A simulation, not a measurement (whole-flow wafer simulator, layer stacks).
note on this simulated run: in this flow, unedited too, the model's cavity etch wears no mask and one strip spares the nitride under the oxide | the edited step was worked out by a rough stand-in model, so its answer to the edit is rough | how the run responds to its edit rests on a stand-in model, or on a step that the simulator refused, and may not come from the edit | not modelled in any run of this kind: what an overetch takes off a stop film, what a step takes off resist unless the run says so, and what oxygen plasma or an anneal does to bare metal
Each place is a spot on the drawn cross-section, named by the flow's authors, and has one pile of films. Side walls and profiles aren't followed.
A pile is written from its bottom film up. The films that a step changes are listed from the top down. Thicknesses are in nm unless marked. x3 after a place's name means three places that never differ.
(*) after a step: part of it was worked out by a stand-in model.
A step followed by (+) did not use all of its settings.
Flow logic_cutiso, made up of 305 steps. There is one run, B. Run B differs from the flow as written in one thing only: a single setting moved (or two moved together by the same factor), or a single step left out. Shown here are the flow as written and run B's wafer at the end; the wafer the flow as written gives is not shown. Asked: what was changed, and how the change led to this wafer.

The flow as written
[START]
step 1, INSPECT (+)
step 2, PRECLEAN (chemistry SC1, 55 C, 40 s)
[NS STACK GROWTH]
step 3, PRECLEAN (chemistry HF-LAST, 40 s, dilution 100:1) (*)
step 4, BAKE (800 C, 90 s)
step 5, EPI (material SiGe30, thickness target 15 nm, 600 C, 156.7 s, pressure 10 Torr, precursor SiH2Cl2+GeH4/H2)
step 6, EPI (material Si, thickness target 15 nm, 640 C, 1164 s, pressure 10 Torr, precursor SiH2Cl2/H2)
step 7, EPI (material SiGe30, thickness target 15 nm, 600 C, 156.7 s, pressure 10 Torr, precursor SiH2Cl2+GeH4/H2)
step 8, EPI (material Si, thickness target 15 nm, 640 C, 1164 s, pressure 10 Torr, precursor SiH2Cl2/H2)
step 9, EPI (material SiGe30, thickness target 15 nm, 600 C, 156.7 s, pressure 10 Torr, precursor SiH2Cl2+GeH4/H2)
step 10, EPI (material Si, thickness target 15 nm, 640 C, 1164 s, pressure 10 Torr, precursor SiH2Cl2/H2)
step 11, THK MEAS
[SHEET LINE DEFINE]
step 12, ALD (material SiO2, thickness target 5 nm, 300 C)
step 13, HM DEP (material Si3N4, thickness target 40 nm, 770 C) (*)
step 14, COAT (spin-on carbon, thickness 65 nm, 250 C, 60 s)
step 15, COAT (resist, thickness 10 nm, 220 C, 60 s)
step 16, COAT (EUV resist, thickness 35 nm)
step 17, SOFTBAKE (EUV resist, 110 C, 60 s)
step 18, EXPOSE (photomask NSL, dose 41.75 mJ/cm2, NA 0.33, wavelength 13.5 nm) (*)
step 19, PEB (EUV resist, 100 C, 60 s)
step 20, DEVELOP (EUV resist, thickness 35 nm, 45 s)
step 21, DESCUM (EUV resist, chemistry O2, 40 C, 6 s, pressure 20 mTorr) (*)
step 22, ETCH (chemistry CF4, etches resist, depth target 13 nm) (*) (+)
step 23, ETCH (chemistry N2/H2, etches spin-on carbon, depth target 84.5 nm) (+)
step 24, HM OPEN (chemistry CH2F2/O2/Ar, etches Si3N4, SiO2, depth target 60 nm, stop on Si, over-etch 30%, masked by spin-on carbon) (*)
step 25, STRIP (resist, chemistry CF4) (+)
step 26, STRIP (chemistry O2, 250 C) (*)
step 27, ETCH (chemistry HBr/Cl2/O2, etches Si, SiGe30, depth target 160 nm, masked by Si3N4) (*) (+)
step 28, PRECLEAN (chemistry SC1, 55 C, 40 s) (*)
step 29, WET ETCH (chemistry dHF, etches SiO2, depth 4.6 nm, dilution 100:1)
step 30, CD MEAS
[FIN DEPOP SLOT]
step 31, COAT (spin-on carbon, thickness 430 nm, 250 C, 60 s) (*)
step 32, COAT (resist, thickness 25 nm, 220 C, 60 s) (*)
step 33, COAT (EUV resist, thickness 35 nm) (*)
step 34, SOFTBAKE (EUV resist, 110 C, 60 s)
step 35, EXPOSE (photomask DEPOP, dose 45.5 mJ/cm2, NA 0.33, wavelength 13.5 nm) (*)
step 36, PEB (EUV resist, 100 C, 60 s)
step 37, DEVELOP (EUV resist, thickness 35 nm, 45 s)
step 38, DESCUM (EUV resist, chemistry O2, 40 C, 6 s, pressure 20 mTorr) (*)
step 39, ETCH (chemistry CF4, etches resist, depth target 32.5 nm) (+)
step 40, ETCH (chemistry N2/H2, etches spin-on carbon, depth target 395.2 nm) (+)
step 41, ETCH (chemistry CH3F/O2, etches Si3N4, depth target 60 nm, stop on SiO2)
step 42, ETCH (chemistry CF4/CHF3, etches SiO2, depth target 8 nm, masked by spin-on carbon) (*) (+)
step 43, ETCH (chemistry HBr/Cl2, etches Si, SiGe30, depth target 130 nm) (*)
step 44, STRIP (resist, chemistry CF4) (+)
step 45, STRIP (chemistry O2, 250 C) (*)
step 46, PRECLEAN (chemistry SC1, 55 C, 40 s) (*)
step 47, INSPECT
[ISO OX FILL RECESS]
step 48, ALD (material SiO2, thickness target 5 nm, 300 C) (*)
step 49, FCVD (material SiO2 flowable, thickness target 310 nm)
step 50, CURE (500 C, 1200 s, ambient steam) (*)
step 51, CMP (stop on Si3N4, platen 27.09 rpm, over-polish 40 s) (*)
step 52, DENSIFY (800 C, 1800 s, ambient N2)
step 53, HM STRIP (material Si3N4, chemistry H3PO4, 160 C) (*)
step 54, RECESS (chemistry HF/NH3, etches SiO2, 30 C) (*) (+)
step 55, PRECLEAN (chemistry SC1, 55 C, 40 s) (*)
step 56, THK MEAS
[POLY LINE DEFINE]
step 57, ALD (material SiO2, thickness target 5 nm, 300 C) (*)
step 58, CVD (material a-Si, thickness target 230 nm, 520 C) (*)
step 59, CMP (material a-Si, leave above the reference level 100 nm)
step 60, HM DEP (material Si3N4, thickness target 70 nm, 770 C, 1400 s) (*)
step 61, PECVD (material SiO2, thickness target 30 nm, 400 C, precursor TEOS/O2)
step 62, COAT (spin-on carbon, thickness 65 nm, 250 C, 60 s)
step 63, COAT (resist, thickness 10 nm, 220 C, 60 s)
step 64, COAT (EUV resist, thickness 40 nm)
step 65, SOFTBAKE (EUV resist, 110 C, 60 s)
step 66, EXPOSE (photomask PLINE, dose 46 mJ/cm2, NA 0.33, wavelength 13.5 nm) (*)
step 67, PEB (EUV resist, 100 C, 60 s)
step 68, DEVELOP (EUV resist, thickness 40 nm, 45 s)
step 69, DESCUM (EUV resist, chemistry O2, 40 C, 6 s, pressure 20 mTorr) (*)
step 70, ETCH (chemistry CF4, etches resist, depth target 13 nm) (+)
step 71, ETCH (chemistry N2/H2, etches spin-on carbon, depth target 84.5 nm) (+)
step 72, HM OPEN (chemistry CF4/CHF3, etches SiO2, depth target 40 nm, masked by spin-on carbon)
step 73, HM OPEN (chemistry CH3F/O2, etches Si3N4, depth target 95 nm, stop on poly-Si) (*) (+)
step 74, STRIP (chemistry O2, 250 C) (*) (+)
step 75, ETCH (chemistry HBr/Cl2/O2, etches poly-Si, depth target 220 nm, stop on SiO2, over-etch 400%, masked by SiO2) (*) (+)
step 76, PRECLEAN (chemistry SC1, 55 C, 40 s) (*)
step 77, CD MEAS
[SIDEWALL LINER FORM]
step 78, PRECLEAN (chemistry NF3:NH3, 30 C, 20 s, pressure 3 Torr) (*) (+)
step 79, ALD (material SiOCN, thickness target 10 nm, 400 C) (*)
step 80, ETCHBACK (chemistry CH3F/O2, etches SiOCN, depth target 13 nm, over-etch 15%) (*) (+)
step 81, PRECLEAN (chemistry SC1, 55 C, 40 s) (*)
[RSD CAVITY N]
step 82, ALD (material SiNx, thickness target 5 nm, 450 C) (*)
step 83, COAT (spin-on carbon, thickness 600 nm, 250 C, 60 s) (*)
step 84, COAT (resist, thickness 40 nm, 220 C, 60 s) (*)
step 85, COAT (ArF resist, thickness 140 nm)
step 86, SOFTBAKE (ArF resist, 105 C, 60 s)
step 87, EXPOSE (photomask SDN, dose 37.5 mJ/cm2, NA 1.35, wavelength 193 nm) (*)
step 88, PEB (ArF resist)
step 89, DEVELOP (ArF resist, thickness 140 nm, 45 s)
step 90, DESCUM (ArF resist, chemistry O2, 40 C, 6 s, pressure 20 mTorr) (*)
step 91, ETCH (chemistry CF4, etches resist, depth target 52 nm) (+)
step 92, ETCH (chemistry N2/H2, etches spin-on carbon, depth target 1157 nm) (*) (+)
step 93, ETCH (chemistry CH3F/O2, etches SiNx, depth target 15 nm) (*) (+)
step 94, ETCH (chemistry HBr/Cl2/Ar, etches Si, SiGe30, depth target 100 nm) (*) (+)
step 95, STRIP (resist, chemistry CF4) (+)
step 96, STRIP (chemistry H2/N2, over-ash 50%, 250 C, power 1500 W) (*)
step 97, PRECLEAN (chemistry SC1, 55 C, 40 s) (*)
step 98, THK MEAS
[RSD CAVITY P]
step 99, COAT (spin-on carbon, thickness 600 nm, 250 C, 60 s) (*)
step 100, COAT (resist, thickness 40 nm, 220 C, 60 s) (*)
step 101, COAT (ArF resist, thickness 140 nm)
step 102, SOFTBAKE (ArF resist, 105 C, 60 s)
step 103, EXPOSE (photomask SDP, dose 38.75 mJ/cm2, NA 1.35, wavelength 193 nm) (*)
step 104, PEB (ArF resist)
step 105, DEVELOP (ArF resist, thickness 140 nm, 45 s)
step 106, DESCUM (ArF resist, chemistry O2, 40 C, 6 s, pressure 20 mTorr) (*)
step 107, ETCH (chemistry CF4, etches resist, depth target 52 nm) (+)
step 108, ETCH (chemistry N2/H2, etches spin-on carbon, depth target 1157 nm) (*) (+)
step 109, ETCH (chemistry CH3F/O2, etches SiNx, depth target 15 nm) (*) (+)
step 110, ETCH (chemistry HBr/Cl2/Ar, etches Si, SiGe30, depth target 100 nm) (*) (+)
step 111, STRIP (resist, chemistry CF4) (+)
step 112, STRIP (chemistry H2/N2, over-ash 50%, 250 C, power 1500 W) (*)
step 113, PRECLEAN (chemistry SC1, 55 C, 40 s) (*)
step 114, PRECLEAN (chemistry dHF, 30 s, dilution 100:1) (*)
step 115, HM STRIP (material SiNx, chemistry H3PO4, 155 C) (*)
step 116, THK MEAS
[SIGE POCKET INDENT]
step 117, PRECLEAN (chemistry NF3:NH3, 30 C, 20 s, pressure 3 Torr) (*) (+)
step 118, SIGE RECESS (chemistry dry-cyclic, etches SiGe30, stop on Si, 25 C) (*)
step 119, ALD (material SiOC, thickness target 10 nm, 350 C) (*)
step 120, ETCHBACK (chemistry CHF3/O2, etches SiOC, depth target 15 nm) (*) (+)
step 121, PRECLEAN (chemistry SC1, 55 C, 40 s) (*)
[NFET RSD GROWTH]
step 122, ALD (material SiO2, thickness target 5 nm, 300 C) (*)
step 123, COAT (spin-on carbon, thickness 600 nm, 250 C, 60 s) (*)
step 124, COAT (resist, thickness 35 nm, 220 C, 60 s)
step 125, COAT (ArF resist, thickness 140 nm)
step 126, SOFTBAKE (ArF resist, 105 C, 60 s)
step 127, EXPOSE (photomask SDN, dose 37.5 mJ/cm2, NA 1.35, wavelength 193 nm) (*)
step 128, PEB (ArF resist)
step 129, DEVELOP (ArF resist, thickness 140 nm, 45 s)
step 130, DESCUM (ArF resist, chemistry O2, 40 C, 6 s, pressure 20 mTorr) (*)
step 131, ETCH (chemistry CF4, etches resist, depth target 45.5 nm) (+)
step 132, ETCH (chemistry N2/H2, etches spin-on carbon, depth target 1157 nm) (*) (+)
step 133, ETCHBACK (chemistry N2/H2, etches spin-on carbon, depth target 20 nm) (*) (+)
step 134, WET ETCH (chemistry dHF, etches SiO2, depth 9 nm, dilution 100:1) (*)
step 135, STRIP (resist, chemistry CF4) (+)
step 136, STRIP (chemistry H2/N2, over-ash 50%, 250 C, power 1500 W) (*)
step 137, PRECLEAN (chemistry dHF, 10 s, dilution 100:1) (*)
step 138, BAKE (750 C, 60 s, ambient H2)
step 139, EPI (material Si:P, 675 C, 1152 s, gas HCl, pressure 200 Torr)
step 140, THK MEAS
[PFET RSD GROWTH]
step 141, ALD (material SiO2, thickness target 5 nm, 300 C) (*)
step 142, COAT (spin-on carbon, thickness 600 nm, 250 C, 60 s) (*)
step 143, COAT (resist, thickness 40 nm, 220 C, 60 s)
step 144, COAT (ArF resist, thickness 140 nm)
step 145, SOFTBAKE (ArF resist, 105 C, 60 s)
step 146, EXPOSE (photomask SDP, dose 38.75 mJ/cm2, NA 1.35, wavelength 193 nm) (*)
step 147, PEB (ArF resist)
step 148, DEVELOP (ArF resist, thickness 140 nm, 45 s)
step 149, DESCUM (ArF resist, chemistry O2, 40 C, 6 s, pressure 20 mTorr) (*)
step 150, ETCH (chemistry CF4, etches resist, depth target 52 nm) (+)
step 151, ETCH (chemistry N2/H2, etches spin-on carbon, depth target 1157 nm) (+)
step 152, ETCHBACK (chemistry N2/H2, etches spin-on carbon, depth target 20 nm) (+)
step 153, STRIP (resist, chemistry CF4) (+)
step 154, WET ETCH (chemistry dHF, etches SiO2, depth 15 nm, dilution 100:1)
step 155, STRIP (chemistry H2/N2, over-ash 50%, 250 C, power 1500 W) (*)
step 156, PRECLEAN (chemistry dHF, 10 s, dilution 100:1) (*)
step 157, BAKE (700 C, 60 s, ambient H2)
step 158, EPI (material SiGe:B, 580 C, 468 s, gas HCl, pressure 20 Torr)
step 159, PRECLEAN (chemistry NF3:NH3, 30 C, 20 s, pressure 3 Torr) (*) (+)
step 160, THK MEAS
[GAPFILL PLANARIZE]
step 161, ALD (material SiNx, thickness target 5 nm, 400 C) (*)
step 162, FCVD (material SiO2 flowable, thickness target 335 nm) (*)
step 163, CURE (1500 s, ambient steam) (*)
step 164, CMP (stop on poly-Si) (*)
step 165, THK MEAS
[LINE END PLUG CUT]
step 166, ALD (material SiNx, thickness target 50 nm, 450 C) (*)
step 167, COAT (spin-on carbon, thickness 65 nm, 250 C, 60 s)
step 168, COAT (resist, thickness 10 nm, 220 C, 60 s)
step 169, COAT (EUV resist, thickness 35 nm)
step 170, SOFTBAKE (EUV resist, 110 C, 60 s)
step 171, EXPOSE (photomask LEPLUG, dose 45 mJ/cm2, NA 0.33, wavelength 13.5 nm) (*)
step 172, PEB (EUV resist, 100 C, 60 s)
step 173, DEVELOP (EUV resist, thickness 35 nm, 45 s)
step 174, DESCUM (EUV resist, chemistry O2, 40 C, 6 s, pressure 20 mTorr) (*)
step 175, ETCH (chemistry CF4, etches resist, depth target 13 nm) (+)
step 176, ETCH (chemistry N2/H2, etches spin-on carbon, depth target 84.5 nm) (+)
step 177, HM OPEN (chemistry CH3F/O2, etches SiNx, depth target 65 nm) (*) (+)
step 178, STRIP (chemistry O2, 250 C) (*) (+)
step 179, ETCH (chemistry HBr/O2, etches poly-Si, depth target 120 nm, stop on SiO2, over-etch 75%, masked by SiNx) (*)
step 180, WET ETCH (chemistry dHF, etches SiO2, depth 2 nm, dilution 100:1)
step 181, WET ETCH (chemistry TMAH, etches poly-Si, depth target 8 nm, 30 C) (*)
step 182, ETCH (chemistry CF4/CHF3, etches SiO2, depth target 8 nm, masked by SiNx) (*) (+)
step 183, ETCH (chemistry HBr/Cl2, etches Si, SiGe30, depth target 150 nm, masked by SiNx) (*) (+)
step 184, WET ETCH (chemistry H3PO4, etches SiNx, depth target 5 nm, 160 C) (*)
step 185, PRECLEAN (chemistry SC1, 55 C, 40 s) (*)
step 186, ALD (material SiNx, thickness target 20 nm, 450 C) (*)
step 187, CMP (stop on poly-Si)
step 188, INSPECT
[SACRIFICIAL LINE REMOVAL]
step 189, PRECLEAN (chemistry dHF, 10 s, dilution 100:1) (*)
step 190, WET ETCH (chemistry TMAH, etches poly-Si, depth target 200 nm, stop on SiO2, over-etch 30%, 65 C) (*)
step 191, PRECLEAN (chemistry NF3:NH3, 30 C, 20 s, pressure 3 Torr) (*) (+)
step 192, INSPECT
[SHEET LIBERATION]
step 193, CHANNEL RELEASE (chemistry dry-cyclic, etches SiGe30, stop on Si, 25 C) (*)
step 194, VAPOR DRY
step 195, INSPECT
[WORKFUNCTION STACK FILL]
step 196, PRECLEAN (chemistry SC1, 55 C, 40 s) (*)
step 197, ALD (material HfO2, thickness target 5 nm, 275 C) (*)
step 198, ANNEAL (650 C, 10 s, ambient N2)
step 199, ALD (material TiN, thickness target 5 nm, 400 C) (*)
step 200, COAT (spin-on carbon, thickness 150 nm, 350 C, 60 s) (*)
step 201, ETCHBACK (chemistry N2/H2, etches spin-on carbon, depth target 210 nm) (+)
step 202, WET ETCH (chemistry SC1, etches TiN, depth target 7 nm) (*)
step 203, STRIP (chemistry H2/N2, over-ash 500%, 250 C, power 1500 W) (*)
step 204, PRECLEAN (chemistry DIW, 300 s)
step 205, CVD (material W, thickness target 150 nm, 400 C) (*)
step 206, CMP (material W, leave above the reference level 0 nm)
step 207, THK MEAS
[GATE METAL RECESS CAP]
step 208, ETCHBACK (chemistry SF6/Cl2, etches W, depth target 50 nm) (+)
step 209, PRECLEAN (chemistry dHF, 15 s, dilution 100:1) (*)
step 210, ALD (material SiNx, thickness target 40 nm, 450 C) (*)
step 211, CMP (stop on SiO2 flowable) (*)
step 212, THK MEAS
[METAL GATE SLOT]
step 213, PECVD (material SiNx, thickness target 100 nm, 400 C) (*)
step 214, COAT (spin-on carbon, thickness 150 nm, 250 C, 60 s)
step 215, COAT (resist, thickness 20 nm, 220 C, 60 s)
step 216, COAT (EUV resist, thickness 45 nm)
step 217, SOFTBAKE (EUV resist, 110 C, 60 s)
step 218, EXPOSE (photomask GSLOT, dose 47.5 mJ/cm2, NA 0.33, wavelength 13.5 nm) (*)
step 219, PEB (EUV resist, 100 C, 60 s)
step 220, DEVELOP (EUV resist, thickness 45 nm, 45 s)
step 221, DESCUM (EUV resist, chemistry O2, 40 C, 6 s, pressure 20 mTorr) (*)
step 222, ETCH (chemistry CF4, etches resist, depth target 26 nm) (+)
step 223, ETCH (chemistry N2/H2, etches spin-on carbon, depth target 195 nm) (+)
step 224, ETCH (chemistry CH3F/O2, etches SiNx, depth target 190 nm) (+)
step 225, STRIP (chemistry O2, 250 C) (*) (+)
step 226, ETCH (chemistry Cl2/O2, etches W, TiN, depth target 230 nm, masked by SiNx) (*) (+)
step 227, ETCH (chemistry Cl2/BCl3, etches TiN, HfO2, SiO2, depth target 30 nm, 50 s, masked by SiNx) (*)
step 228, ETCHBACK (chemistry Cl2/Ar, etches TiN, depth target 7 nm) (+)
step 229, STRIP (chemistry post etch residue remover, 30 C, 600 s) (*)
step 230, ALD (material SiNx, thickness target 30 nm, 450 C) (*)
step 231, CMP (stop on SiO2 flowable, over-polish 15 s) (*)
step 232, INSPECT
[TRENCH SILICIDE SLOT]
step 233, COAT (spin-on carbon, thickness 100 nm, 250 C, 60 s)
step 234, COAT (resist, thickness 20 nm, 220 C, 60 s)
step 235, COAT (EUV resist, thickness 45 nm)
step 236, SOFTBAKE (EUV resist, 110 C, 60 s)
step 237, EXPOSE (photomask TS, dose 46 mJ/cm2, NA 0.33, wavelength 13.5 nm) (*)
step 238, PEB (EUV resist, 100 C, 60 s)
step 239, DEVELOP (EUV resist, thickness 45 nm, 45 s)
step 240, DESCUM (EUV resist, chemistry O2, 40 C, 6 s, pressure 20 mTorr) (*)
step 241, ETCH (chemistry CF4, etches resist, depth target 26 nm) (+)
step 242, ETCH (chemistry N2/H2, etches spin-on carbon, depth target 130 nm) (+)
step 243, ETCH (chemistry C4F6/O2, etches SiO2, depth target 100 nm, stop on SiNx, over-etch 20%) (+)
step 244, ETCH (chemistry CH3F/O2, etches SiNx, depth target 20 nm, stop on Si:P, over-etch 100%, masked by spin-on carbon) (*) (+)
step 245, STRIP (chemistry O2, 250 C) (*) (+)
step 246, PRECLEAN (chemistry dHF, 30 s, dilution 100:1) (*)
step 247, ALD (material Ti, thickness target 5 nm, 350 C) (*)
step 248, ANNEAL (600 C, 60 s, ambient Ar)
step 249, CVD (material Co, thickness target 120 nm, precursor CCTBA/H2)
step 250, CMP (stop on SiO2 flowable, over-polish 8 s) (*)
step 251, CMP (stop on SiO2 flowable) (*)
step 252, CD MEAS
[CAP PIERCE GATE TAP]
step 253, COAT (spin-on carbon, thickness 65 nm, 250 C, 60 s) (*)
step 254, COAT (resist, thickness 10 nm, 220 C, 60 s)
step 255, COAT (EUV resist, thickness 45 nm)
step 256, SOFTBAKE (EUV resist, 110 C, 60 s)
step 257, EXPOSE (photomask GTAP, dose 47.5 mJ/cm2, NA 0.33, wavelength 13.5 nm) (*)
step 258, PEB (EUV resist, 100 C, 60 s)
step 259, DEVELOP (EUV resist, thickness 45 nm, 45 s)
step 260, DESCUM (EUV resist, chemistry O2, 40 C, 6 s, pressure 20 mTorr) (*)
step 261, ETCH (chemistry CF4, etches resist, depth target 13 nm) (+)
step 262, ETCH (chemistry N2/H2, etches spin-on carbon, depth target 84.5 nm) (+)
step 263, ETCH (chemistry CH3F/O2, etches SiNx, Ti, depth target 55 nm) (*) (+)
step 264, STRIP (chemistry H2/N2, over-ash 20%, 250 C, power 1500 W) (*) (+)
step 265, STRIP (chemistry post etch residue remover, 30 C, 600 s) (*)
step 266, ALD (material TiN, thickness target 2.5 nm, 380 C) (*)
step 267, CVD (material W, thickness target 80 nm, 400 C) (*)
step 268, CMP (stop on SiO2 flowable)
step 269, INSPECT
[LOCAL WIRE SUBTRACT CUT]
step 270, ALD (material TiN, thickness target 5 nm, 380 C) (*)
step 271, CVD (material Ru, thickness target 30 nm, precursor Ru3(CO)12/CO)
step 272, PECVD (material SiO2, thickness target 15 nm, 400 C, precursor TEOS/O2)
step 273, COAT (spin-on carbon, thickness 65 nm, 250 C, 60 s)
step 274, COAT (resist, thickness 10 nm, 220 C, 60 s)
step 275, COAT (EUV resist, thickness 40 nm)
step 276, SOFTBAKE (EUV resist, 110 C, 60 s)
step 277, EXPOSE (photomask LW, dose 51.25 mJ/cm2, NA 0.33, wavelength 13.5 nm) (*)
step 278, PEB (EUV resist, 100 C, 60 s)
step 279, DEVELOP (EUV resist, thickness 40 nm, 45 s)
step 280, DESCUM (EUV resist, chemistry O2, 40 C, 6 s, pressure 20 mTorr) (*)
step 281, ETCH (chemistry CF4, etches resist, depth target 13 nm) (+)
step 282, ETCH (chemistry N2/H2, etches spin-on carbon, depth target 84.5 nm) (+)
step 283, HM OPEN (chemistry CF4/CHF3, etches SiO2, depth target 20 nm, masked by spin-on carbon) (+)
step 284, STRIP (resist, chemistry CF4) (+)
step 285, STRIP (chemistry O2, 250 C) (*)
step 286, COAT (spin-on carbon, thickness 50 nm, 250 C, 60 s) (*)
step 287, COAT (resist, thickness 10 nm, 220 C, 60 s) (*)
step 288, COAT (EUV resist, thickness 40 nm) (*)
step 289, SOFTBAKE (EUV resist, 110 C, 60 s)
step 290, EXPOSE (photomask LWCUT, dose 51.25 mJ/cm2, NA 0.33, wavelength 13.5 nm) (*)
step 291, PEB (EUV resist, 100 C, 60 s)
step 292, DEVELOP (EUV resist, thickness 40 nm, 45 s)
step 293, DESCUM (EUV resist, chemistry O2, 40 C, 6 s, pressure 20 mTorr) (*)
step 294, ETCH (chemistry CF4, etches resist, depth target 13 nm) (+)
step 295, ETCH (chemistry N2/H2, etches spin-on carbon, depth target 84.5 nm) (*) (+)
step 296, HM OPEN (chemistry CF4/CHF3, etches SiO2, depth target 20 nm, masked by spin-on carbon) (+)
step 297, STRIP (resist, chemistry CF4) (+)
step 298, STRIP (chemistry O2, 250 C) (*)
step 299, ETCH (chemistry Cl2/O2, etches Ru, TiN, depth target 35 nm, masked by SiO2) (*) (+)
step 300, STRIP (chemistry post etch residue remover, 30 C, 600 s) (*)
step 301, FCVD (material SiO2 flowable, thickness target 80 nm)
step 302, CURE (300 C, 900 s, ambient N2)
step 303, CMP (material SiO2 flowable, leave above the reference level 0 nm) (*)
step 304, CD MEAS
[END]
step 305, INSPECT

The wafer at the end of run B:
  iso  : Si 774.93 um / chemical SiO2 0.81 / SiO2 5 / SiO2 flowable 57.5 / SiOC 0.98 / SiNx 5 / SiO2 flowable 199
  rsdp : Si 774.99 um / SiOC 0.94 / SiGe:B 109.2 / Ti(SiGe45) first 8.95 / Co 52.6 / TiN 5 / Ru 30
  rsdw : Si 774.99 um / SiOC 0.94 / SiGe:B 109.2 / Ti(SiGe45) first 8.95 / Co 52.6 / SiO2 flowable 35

What caused this: step 119, ALD: thickness target 16 nm was run, though the flow has thickness target 10 nm.

Step by step, how the change led to this:
  step 119, ALD (material SiOC, thickness target 10 nm, 350 C) (*)
      depop, dpovl, gfld and 14 more: SiOC gains 16 (new film) (in the flow as written it would be: SiOC gains 10 (new film))
      lnr, lnrp, lnrt: SiOC gains 16 (new film), SiOC gains 16 (new film), cavity loses 16 (all of it), SiOC gains 16 (new film), cavity loses 16 (all of it), SiOC gains 16 (new film), cavity loses 16 (all of it) (in the flow as written it would be: SiOC gains 10 (new film), SiOC gains 16 (new film), cavity loses 16 (all of it), SiOC gains 16 (new film), cavity loses 16 (all of it), SiOC gains 16 (new film), cavity loses 16 (all of it))
      (also at 2 further places)
  step 120, ETCHBACK (chemistry CHF3/O2, etches SiOC, depth target 15 nm) (*) (+)
      depop, dpovl, gfld, gxf, isow, ns, nsgap, plug: SiOC loses 15 (in the flow as written it would be: SiOC loses 10 (all of it), SiO2 loses 5)
      lnr, lnri, lnrp, lnrt: SiOC loses 15 (in the flow as written it would be: SiOC loses 10 (all of it), SiOCN loses 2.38)
      (also at 10 further places)
  step 122, ALD (material SiO2, thickness target 5 nm, 300 C) (*)
      depop, dpovl, gfld, gxf, isow, ns, nsgap, plug: SiO2 gains 5 (new film) (in the flow as written it would be: SiO2 gains 5)
      gxn: SiO2 gains 5 (new film) (in the flow as written it would be: SiO2 gains 6.76 (new film))
      (also at 1 further place)
  step 132, ETCH (chemistry N2/H2, etches spin-on carbon, depth target 1157 nm) (*) (+)
      gl, tap: spin-on carbon loses 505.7 (all of it), SiO2 loses 5 (all of it), SiOC loses 1 (all of it), SiO2 loses 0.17 (in the flow as written it would be: spin-on carbon loses 501.7 (all of it), SiO2 loses 5 (all of it), Si3N4 loses 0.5)
      lnr, lnrt: spin-on carbon loses 502.9 (all of it), SiO2 loses 5 (all of it), SiOC loses 1 (all of it), SiOCN loses 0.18 (in the flow as written it would be: spin-on carbon loses 496.5 (all of it), SiO2 loses 5 (all of it), SiOCN loses 0.84)
      (also at 1 further place)
  step 133, ETCHBACK (chemistry N2/H2, etches spin-on carbon, depth target 20 nm) (*) (+)
      gl, tap: SiO2 loses 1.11 (in the flow as written it would be: Si3N4 loses 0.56)
      gxn: SiOC loses 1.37 (all of it) (in the flow as written it would be: SiO2 loses 0.7 (all of it), Si3N4 loses 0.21)
  step 134, WET ETCH (chemistry dHF, etches SiO2, depth 9 nm, dilution 100:1) (*)
      gl, tap: SiO2 loses 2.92 (all of it), Si3N4 loses 0.18 (in the flow as written it would be: Si3N4 loses 0.34)
      gxn: SiO2 loses 4.21 (all of it), Si3N4 loses 0.15 (in the flow as written it would be: Si3N4 loses 0.34)
  step 135, STRIP (resist, chemistry CF4) (+)
      rsdn, rsdx: SiOC loses 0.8 (all of it) (in the flow as written it would be: nothing)
  step 141, ALD (material SiO2, thickness target 5 nm, 300 C) (*)
      gxn: SiO2 gains 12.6 (new film) (in the flow as written it would be: SiO2 gains 10.1 (new film))
  step 153, STRIP (resist, chemistry CF4) (+)
      gxp: SiO2 loses 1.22 (all of it) (in the flow as written it would be: SiO2 loses 3.06 (all of it))
  step 156, PRECLEAN (chemistry dHF, 10 s, dilution 100:1) (*)
      lnrp: SiOC loses 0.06 (in the flow as written it would be: SiOCN loses 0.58)
  step 159, PRECLEAN (chemistry NF3:NH3, 30 C, 20 s, pressure 3 Torr) (*) (+)
      depop, dpovl, gfld, gxf, isow, ns, nsgap, plug: SiO2 loses 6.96 (all of it), SiOC loses 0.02 (in the flow as written it would be: SiO2 loses 7.43)
      glp, gxp: SiOC loses 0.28 (in the flow as written it would be: Si3N4 loses 0.65)
      (also at 2 further places)
  step 162, FCVD (material SiO2 flowable, thickness target 335 nm) (*)
      rsdn, rsdp, rsdw, rsdx: SiO2 flowable gains 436 (new film) (in the flow as written it would be: SiO2 flowable gains 423.9 (new film))
      gfld, gxf, plug: SiO2 flowable gains 264.8 (new film) (in the flow as written it would be: SiO2 flowable gains 259.3 (new film))
      (also at 8 further places)
  step 164, CMP (stop on poly-Si) (*)
      depop, dpovl, isow, ns, nsgap: SiO2 flowable loses 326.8 (all of it), SiNx loses 5 (all of it), SiOC loses 0.98 (all of it), SiO2 loses 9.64 (all of it), Si3N4 loses 70 (all of it) (in the flow as written it would be: SiO2 flowable loses 326.8 (all of it), SiNx loses 5 (all of it), SiO2 loses 4.13 (all of it), Si3N4 loses 70 (all of it))
      gfld, gxf: SiO2 flowable loses 257.2 (all of it), SiNx loses 5 (all of it), SiOC loses 0.98 (all of it), SiO2 loses 9.64 (all of it), Si3N4 loses 70 (all of it) (in the flow as written it would be: SiO2 flowable loses 251.9 (all of it), SiNx loses 5 (all of it), SiO2 loses 4.13 (all of it), Si3N4 loses 70 (all of it))
      (also at 15 further places)
  step 203, STRIP (chemistry H2/N2, over-ash 500%, 250 C, power 1500 W) (*)
      gl, glp: spin-on carbon loses 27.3 (all of it) (in the flow as written it would be: spin-on carbon loses 26.7 (all of it))
      tap: spin-on carbon loses 27.6 (all of it) (in the flow as written it would be: spin-on carbon loses 27 (all of it))
